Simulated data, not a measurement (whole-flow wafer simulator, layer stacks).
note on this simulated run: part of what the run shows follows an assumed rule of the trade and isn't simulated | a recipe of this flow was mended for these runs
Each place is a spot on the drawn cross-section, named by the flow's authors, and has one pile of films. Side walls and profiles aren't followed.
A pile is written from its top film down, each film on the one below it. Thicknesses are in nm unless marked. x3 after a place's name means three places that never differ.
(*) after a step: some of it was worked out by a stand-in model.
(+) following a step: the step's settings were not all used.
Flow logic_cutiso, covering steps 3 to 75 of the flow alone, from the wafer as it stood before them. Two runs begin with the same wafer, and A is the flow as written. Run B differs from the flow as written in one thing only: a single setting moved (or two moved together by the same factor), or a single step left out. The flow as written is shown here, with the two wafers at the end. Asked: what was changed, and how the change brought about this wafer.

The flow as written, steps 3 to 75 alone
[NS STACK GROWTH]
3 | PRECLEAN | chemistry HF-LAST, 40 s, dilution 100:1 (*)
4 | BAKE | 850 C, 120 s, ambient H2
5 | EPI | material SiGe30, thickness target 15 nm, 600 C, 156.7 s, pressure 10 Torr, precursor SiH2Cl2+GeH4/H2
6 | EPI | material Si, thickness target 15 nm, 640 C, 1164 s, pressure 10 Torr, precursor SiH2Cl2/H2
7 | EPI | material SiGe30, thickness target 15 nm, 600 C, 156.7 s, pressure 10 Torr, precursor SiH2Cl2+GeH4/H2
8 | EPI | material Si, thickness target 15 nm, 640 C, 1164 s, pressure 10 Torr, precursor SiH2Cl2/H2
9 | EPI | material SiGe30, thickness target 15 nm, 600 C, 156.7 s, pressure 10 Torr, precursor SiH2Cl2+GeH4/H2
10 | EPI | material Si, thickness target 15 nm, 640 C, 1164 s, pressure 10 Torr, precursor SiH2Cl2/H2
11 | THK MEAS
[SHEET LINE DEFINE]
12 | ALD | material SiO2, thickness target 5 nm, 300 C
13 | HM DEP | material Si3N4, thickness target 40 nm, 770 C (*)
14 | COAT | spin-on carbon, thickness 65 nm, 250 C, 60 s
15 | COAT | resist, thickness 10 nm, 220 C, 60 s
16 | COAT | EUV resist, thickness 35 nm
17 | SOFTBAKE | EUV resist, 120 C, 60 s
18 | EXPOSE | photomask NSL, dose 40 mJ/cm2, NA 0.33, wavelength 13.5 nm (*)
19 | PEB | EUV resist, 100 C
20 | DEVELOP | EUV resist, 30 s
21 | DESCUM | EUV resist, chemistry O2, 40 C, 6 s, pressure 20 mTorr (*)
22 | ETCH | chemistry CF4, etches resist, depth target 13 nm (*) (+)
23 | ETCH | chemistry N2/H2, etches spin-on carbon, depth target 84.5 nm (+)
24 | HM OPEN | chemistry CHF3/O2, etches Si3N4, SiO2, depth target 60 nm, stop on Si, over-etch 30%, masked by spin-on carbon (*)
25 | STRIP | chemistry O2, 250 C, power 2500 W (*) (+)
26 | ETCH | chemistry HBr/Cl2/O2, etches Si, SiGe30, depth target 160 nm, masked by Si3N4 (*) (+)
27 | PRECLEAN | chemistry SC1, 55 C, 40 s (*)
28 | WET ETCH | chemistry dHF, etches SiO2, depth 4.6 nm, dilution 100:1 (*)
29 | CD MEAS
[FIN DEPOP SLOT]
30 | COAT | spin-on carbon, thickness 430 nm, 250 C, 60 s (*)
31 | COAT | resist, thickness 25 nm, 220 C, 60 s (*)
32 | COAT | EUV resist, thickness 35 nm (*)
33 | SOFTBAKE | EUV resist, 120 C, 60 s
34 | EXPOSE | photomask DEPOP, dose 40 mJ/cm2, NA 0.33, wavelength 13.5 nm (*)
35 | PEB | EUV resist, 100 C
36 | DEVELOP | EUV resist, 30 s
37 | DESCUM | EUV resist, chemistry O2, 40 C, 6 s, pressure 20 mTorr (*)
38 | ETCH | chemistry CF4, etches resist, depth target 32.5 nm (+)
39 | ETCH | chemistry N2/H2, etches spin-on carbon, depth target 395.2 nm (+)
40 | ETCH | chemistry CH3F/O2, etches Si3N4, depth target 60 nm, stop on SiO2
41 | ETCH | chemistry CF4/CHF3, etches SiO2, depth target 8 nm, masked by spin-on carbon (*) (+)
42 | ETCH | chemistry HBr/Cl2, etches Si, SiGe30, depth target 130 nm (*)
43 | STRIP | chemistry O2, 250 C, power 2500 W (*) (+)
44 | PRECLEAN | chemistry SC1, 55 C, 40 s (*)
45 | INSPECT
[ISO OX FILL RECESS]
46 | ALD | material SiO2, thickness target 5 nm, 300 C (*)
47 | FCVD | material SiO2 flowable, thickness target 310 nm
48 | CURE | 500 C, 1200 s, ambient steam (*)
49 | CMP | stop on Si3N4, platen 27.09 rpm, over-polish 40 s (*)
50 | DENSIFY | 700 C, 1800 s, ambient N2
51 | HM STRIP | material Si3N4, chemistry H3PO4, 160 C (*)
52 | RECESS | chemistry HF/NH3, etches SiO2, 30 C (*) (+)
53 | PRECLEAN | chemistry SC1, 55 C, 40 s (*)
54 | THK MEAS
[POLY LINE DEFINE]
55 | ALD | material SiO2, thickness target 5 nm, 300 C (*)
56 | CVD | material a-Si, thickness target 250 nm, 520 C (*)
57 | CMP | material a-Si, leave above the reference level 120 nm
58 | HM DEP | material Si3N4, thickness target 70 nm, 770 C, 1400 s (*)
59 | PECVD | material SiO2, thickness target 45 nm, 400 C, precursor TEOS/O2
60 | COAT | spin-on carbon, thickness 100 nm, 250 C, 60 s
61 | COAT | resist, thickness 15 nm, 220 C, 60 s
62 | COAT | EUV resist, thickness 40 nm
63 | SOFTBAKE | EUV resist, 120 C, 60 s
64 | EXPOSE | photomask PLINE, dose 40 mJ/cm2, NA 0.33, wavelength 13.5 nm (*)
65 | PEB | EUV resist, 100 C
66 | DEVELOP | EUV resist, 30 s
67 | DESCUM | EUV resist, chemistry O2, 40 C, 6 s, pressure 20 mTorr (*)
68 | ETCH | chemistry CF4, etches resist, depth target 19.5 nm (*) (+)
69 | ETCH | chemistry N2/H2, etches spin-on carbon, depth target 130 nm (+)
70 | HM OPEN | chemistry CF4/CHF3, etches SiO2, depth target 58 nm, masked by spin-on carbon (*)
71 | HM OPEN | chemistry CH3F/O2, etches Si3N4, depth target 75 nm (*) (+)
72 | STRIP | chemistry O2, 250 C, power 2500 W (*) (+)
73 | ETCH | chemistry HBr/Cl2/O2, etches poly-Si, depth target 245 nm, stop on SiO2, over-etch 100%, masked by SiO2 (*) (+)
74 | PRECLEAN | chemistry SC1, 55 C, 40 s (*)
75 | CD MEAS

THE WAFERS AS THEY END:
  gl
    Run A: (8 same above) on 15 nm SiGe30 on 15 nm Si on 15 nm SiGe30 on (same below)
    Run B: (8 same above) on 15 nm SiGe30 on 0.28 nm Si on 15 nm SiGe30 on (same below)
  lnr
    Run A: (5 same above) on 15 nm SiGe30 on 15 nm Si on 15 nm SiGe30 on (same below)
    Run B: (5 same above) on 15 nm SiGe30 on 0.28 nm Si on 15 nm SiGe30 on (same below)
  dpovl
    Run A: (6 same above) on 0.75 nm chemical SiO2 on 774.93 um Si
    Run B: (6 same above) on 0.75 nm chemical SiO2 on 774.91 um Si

What caused this: step 6, EPI: 568 C was run, whereas the flow has 640 C.

The path from the change to this, step by step:
  6 | EPI | material Si, thickness target 15 nm, 640 C, 1164 s, pressure 10 Torr, precursor SiH2Cl2/H2
      depop, dpovl, gfld and 19 more: A Si gains 15 (new film) | B Si gains 0.28 (new film)
  26 | ETCH | chemistry HBr/Cl2/O2, etches Si, SiGe30, depth target 160 nm, masked by Si3N4 (*) (+)
      dpovl, gfld, gxf, iso, isow, lnri, nsgap: A chemical SiO2 loses 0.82 (all of it), Si loses 12 (all of it), SiGe30 loses 15 (all of it), Si loses 15 (all of it), SiGe30 loses 15 (all of it), Si loses 15 (all of it), SiGe30 loses 15 (all of it), Si loses 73 | B chemical SiO2 loses 0.82 (all of it), Si loses 12 (all of it), SiGe30 loses 15 (all of it), Si loses 15 (all of it), SiGe30 loses 15 (all of it), Si loses 0.28 (all of it), SiGe30 loses 15 (all of it), Si loses 87.7
  42 | ETCH | chemistry HBr/Cl2, etches Si, SiGe30, depth target 130 nm (*)
      depop: A Si loses 13.8 (all of it), SiGe30 loses 15 (all of it), Si loses 15 (all of it), SiGe30 loses 15 (all of it), Si loses 15 (all of it), SiGe30 loses 15 (all of it), Si loses 41.2 | B Si loses 13.8 (all of it), SiGe30 loses 15 (all of it), Si loses 15 (all of it), SiGe30 loses 15 (all of it), Si loses 0.28 (all of it), SiGe30 loses 15 (all of it), Si loses 55.9
